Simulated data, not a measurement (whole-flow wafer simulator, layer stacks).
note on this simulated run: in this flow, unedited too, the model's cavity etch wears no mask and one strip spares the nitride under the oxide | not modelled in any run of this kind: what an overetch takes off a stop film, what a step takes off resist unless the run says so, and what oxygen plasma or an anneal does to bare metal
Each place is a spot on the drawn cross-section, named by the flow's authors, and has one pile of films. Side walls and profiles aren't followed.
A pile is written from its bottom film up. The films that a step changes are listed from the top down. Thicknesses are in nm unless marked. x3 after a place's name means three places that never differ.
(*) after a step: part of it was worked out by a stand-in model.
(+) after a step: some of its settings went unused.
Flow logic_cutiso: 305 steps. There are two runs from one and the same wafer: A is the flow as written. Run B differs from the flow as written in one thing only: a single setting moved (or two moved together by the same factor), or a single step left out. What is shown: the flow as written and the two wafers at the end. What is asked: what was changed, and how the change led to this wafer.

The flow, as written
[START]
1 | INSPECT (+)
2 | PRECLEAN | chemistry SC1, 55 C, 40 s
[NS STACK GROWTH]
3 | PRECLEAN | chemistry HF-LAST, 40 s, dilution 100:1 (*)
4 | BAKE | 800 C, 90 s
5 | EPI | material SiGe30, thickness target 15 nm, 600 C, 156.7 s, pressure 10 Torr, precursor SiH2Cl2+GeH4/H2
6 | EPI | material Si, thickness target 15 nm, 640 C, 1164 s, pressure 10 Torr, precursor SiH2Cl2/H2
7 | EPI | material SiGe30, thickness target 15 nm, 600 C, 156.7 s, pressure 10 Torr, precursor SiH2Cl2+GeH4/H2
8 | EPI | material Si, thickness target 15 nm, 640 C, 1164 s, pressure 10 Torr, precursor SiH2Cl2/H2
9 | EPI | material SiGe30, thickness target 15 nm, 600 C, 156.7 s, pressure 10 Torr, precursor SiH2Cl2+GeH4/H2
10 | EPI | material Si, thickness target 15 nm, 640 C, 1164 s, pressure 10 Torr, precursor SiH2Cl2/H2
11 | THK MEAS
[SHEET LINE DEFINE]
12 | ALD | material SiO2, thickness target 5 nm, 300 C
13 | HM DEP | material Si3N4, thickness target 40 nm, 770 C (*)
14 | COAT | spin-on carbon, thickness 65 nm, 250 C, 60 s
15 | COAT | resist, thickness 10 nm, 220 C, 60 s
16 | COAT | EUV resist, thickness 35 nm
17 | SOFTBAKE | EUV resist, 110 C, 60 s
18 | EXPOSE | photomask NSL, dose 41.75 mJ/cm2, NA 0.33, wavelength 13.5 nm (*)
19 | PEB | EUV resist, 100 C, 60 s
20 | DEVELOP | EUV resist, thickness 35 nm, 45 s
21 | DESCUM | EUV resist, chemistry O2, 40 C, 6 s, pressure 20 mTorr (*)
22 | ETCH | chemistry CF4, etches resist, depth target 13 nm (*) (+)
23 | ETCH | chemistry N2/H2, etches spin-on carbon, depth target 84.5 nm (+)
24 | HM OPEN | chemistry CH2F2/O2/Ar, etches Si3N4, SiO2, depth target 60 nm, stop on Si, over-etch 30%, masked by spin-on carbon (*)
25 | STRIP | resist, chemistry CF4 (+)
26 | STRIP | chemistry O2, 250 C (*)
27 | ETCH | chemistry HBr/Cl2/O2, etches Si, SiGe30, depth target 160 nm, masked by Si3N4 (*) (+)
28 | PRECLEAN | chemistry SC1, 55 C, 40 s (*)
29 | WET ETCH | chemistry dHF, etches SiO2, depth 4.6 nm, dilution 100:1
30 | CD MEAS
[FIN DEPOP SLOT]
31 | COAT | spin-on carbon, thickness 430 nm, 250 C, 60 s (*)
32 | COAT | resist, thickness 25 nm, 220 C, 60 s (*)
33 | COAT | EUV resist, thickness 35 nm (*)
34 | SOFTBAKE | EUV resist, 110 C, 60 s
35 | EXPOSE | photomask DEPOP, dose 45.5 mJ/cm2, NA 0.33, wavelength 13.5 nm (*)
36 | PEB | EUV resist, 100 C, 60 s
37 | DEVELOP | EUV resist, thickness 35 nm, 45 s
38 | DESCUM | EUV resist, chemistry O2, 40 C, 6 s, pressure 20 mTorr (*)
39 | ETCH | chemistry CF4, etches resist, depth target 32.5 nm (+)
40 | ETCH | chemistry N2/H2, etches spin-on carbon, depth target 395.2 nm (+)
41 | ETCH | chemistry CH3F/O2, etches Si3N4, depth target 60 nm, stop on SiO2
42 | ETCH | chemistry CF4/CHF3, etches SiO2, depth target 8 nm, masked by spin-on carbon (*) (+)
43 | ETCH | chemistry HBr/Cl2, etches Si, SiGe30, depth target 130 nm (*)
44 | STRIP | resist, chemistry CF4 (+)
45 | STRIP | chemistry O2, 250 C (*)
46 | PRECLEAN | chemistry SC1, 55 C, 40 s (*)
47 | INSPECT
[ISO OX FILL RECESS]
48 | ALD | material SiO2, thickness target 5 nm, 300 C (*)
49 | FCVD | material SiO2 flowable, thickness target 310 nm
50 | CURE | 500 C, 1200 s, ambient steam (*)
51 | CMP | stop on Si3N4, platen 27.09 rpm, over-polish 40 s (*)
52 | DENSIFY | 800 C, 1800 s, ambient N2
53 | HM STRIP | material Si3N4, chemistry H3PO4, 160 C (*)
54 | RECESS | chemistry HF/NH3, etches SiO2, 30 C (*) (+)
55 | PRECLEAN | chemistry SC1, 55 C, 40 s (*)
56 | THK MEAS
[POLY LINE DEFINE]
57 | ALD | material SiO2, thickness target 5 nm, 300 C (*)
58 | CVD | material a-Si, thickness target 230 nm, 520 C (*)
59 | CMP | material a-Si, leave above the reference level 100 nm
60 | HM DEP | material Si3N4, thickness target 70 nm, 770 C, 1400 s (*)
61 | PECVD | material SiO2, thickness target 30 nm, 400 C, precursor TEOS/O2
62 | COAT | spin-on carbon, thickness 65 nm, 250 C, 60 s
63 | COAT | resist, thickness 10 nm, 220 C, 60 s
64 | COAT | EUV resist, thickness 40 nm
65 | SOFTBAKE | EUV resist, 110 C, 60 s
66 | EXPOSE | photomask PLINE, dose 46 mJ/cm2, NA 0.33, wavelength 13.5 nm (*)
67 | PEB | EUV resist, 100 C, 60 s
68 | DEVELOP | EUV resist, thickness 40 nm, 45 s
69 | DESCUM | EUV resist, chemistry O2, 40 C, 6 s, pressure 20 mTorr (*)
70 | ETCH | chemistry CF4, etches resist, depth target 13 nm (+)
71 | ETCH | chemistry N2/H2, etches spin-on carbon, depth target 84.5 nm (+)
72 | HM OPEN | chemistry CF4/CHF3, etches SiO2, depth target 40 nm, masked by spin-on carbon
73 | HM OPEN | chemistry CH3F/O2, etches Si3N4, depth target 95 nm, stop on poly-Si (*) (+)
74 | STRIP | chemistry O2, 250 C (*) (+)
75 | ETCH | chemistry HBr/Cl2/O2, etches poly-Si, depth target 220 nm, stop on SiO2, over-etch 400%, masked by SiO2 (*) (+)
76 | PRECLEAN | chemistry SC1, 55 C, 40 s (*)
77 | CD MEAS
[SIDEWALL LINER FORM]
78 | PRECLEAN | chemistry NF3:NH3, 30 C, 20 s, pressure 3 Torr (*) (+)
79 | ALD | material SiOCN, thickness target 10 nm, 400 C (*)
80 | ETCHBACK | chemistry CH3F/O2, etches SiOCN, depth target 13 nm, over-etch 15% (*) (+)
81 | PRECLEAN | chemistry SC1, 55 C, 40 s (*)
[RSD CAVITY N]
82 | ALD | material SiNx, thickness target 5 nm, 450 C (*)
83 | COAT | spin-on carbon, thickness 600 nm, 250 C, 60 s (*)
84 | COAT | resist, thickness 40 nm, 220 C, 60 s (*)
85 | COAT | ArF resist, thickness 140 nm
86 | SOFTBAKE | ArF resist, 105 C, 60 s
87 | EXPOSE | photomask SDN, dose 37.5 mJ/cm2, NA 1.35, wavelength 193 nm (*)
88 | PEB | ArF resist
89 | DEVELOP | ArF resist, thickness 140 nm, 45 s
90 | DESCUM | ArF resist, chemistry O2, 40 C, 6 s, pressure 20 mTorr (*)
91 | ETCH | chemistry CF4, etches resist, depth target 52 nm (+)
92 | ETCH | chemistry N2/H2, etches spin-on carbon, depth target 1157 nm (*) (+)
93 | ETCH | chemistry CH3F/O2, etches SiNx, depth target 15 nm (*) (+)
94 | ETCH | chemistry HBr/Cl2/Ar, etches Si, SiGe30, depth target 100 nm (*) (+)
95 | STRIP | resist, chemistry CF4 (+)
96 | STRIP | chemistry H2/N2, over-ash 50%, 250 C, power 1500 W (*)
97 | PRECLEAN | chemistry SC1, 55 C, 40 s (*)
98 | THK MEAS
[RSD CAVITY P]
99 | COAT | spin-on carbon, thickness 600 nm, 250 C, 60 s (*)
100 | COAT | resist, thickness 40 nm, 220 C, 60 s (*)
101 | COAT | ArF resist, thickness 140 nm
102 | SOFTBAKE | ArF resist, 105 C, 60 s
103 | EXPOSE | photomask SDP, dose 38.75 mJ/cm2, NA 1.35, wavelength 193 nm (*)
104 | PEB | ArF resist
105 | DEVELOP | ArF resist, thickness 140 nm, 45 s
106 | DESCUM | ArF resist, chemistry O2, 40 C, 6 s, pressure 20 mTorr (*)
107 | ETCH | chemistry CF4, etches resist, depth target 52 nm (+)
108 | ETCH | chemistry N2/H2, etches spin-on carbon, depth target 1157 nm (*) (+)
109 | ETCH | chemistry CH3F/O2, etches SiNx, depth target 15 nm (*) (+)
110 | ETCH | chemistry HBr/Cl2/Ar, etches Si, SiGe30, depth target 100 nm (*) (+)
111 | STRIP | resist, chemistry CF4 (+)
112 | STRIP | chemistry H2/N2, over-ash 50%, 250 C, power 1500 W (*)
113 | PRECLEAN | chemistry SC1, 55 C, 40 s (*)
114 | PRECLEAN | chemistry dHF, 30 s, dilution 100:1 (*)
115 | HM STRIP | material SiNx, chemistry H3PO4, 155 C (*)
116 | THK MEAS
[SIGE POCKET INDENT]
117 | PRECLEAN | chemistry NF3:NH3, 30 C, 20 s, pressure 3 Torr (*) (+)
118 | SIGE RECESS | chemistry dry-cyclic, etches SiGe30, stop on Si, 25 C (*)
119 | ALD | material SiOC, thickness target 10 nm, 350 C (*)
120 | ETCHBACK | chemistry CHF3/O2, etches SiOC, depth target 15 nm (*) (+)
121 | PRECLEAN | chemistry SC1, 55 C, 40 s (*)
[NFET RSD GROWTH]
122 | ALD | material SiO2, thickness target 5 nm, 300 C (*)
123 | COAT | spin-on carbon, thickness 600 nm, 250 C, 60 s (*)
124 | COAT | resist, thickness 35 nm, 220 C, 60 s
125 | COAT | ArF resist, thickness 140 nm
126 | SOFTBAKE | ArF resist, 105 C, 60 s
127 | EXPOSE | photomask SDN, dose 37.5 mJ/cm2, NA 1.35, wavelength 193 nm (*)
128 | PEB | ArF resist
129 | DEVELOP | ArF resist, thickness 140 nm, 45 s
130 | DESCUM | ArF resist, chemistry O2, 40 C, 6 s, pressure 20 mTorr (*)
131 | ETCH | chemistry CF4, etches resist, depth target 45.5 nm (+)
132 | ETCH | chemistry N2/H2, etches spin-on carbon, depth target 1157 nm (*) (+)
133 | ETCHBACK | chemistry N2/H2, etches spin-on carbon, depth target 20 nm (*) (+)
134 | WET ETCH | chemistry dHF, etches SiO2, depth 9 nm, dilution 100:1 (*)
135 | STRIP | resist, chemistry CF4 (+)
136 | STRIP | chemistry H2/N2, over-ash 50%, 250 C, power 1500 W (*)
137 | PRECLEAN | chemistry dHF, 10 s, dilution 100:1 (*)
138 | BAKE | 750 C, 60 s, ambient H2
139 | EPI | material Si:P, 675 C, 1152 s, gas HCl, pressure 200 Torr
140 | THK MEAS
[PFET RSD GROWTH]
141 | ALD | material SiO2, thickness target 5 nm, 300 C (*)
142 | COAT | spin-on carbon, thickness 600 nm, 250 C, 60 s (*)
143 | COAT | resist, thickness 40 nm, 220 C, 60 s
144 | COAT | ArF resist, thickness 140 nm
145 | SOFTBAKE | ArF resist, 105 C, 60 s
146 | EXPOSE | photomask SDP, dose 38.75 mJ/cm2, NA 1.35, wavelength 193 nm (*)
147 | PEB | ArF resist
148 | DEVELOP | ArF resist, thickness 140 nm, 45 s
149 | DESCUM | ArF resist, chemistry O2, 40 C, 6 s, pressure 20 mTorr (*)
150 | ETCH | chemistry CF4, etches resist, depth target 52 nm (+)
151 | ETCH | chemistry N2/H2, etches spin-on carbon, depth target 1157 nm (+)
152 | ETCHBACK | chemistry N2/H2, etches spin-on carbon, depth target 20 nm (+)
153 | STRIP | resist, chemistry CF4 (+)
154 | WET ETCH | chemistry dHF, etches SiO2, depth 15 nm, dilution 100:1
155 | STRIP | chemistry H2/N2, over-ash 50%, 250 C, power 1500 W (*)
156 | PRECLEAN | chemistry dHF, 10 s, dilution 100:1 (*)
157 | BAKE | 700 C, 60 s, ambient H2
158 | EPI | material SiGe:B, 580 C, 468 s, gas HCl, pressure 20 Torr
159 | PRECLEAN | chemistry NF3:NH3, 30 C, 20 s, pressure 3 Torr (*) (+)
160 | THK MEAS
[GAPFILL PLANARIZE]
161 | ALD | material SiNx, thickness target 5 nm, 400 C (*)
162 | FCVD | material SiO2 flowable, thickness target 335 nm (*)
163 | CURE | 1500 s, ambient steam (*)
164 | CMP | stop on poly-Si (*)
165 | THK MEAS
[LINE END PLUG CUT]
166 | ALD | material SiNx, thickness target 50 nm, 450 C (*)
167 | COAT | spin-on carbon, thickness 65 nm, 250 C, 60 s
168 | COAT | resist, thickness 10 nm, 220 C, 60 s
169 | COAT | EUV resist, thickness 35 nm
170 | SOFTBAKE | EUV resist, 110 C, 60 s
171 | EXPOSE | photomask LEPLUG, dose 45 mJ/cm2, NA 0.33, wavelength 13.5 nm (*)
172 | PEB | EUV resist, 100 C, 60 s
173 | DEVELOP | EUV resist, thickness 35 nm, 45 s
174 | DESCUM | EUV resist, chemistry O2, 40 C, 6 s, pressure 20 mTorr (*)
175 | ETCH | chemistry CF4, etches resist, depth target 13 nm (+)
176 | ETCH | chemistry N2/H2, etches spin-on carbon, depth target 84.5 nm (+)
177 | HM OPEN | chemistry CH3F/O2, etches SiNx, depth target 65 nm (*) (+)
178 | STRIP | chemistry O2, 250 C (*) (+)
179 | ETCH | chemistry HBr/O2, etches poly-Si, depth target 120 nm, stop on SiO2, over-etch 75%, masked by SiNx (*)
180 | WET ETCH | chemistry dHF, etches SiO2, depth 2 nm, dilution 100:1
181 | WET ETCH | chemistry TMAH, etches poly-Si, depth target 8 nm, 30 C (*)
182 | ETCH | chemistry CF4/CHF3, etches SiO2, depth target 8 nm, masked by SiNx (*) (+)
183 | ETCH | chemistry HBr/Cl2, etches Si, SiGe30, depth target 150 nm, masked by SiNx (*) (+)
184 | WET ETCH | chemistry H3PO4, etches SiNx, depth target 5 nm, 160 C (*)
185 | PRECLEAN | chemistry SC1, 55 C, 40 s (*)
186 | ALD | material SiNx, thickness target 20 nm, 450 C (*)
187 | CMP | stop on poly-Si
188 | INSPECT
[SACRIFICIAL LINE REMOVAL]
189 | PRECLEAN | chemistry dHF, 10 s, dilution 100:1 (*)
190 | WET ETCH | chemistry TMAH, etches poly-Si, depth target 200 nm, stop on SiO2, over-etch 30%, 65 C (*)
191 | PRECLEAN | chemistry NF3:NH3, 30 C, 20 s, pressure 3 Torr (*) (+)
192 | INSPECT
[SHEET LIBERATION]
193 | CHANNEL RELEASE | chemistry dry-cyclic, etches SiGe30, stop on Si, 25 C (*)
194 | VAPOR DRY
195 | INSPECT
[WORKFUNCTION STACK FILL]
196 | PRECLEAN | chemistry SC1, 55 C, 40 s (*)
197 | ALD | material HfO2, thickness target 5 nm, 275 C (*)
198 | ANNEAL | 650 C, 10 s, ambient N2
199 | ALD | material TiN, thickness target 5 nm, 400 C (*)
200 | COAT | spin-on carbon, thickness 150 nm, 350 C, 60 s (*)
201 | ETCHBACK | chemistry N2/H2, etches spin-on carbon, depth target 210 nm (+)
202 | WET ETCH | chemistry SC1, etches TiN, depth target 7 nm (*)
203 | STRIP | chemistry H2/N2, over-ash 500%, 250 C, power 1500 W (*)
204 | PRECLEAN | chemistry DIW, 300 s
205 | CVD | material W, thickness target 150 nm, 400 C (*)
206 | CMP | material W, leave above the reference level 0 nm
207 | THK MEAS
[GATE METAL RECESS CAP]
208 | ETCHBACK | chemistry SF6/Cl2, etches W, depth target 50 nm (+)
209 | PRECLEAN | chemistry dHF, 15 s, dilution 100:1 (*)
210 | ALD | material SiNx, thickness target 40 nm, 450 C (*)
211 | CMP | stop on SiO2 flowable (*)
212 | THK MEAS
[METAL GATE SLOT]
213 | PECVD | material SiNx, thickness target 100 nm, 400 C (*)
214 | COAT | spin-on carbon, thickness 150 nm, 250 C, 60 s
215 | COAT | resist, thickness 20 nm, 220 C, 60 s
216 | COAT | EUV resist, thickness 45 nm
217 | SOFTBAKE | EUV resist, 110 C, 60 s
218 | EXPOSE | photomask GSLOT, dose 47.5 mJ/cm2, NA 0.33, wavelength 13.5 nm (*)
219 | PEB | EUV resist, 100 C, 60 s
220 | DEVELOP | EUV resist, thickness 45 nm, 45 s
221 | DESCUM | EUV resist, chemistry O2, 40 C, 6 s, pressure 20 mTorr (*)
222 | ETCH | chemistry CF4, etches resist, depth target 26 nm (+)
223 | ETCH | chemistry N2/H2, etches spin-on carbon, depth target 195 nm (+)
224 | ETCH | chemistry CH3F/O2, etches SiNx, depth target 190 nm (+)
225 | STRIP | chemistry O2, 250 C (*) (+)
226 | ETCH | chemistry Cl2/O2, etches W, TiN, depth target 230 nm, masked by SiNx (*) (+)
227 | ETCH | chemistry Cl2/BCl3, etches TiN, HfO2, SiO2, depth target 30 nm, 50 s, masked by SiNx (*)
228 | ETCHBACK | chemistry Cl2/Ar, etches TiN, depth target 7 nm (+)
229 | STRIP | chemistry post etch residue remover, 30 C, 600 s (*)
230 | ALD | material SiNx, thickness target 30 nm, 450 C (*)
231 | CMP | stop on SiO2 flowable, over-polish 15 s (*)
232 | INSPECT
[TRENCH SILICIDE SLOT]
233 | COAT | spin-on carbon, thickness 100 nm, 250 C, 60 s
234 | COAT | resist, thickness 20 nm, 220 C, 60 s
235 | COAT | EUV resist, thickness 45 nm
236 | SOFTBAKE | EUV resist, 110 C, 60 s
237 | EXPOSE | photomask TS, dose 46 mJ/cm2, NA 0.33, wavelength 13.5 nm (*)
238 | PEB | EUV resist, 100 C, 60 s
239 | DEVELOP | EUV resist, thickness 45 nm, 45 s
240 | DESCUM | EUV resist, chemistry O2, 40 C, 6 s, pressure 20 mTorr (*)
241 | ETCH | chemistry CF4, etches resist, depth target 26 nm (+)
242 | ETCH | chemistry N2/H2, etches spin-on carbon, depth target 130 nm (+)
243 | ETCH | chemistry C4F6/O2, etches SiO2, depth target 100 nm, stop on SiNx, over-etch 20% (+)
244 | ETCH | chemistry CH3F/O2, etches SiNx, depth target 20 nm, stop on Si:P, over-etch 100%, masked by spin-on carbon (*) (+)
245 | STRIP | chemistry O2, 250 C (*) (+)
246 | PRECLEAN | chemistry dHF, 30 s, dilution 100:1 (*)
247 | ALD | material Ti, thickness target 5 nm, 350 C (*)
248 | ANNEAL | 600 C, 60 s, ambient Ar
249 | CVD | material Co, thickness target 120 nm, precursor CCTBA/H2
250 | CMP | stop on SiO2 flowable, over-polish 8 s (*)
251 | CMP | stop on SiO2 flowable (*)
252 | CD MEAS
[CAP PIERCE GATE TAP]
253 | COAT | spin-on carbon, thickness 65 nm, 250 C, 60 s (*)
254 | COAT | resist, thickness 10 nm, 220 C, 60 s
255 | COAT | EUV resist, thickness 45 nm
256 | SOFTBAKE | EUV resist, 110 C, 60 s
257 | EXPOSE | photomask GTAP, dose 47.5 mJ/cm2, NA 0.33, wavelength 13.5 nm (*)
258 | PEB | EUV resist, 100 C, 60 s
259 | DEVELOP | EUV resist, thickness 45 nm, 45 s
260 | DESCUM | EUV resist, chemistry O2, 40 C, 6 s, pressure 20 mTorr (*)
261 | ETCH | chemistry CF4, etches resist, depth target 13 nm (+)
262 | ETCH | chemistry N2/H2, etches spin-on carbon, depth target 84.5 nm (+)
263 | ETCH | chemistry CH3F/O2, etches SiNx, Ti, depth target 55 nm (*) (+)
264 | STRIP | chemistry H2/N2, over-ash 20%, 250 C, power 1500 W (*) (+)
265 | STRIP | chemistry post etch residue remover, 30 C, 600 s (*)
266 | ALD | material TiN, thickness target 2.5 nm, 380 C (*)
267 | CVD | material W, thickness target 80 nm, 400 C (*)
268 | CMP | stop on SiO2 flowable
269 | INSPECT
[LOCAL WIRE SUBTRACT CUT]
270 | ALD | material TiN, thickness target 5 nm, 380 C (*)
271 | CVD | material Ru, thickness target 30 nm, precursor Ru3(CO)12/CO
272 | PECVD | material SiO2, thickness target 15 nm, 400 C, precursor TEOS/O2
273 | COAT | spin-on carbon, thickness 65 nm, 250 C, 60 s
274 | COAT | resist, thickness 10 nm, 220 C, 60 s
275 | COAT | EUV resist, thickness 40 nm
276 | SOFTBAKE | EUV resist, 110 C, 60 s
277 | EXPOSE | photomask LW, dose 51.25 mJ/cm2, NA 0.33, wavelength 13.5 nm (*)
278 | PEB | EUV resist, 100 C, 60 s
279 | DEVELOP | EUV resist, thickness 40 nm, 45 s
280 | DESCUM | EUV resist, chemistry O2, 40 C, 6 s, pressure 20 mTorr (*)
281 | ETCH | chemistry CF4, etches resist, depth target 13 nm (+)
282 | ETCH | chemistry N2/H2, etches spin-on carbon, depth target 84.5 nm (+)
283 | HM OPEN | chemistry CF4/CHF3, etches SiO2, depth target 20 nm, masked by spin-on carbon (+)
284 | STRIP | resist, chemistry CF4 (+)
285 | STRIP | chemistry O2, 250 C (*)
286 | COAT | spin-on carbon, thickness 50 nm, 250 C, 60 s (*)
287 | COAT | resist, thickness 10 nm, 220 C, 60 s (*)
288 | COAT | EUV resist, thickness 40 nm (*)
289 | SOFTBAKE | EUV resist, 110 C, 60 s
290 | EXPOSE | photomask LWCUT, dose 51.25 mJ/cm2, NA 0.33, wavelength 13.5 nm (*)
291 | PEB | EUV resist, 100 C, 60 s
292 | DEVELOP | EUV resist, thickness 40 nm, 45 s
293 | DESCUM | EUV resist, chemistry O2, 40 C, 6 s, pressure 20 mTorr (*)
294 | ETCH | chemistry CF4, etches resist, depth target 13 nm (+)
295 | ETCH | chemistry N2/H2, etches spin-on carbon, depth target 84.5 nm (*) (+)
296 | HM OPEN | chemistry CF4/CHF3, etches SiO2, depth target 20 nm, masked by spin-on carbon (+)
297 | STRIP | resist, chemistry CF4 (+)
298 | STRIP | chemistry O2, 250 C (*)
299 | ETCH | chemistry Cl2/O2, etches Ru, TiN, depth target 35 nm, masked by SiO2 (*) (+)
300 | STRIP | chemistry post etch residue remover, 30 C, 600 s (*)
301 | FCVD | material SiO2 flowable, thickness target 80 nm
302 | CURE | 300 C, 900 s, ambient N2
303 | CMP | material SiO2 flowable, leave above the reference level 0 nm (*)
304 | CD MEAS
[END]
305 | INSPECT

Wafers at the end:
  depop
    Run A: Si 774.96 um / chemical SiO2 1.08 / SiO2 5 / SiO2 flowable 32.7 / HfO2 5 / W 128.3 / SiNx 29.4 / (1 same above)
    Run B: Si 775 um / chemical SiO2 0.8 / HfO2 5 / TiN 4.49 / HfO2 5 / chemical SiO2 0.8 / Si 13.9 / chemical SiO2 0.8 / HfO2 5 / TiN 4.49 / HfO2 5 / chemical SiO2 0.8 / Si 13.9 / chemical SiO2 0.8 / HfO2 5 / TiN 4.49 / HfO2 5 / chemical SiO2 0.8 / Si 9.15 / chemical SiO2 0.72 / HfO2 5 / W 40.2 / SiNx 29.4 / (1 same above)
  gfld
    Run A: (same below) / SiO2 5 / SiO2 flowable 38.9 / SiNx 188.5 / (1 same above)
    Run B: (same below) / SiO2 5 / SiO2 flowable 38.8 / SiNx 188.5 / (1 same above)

What caused this: step 43, ETCH: chemistry HBr/Cl2, etches Si, SiGe30, depth target 130 nm (*), was not run.

The path from the change to this, step by step:
  44 | STRIP | resist, chemistry CF4 (+)
      depop: A nothing | B Si loses 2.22
  45 | STRIP | chemistry O2, 250 C (*)
      gfld, lnri: A chemical SiO2 gains 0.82 (new film), spin-on carbon loses 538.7 (all of it), Si loses 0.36 | B chemical SiO2 gains 0.82 (new film), spin-on carbon loses 570.2 (all of it), Si loses 0.36
      glp, tap: A spin-on carbon loses 347.6 (all of it) | B spin-on carbon loses 379.6 (all of it)
      (also at 17 further places)
  49 | FCVD | material SiO2 flowable, thickness target 310 nm
      dpovl, nsgap: A SiO2 flowable gains 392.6 (new film) | B SiO2 flowable gains 406 (new film)
      depop: A SiO2 flowable gains 359.9 (new film) | B SiO2 flowable gains 245.5 (new film)
      (also at 2 further places)
  51 | CMP | stop on Si3N4, platen 27.09 rpm, over-polish 40 s (*)
      depop: A SiO2 flowable loses 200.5 | B SiO2 flowable loses 213.8
      dpovl: A SiO2 flowable loses 200.4 | B SiO2 flowable loses 213.7
      (also at 3 further places)
  52 | DENSIFY | 800 C, 1800 s, ambient N2
      depop: A SiO2 flowable loses 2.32 | B SiO2 flowable loses 0.28
      dpovl: A SiO2 flowable loses 2.82 | B SiO2 flowable loses 2.28
  54 | RECESS | chemistry HF/NH3, etches SiO2, 30 C (*) (+)
      depop: A SiO2 flowable loses 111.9 | B SiO2 flowable loses 21.6 (all of it), SiO2 loses 5 (all of it), chemical SiO2 loses 1.09 (all of it)
  55 | PRECLEAN | chemistry SC1, 55 C, 40 s (*)
      depop: A SiO2 flowable loses 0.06 | B chemical SiO2 gains 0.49 (new film), Si loses 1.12
  58 | CVD | material a-Si, thickness target 230 nm, 520 C (*)
      depop: A a-Si gains 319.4 (new film) | B a-Si gains 230 (new film)
  59 | CMP | material a-Si, leave above the reference level 100 nm
      depop, dpovl, nsgap: A a-Si loses 130 | B a-Si loses 126.3
  60 | HM DEP | material Si3N4, thickness target 70 nm, 770 C, 1400 s (*)
      depop: A Si3N4 gains 70 (new film), poly-Si gains 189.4 (new film), a-Si loses 189.4 (all of it) | B Si3N4 gains 70 (new film), poly-Si gains 103.7 (new film), a-Si loses 103.7 (all of it)
  190 | WET ETCH | chemistry TMAH, etches poly-Si, depth target 200 nm, stop on SiO2, over-etch 30%, 65 C (*)
      depop: A poly-Si loses 189.4 (all of it) | B poly-Si loses 103.7 (all of it)
  191 | PRECLEAN | chemistry NF3:NH3, 30 C, 20 s, pressure 3 Torr (*) (+)
      depop: A SiO2 loses 5 (all of it), SiO2 flowable loses 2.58 | B SiO2 loses 5 (all of it), chemical SiO2 loses 0.49 (all of it)
  193 | CHANNEL RELEASE | chemistry dry-cyclic, etches SiGe30, stop on Si, 25 C (*)
      depop: A nothing | B chemical SiO2 gains 0.8 (new film), Si loses 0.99, chemical SiO2 gains 0.8 (new film), cavity gains 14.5 (new film), chemical SiO2 gains 0.8 (new film), SiGe30 loses 15 (all of it), Si loses 1.08, chemical SiO2 gains 0.8 (new film), cavity gains 14.5 (new film), chemical SiO2 gains 0.8 (new film), SiGe30 loses 15 (all of it), Si loses 1.08, chemical SiO2 gains 0.8 (new film), cavity gains 14.5 (new film), chemical SiO2 gains 0.8 (new film), SiGe30 loses 15 (all of it), Si loses 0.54
  197 | ALD | material HfO2, thickness target 5 nm, 275 C (*)
      depop: A HfO2 gains 5 (new film) | B HfO2 gains 5 (new film), HfO2 gains 5 (new film), cavity loses 10, HfO2 gains 5 (new film), HfO2 gains 5 (new film), cavity loses 10, HfO2 gains 5 (new film), HfO2 gains 5 (new film), cavity loses 10, HfO2 gains 5 (new film)
  199 | ALD | material TiN, thickness target 5 nm, 400 C (*)
      depop: A TiN gains 5 (new film) | B TiN gains 5 (new film), TiN gains 4.49 (new film), cavity loses 4.49 (all of it), TiN gains 4.49 (new film), cavity loses 4.49 (all of it), TiN gains 4.49 (new film), cavity loses 4.49 (all of it)
  200 | COAT | spin-on carbon, thickness 150 nm, 350 C, 60 s (*)
      depop: A spin-on carbon gains 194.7 (new film) | B spin-on carbon gains 118.3 (new film)
      dpovl: A spin-on carbon gains 194.8 (new film) | B spin-on carbon gains 206.4 (new film)
      (also at 3 further places)
  ... 1 further step ...
  205 | CVD | material W, thickness target 150 nm, 400 C (*)
      depop: A W gains 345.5 (new film) | B W gains 257.4 (new film)
If metal films that touch count as one body, depop has 4 bodies (between them, from the top down: HfO2 5 / chemical SiO2 0.72 / Si 9.15 / chemical SiO2 0.8 / HfO2 5; HfO2 5 / chemical SiO2 0.8 / Si 13.9 / chemical SiO2 0.8 / HfO2 5; HfO2 5 / chemical SiO2 0.8 / Si 13.9 / chemical SiO2 0.8 / HfO2 5); the flow as written gives 1 body.
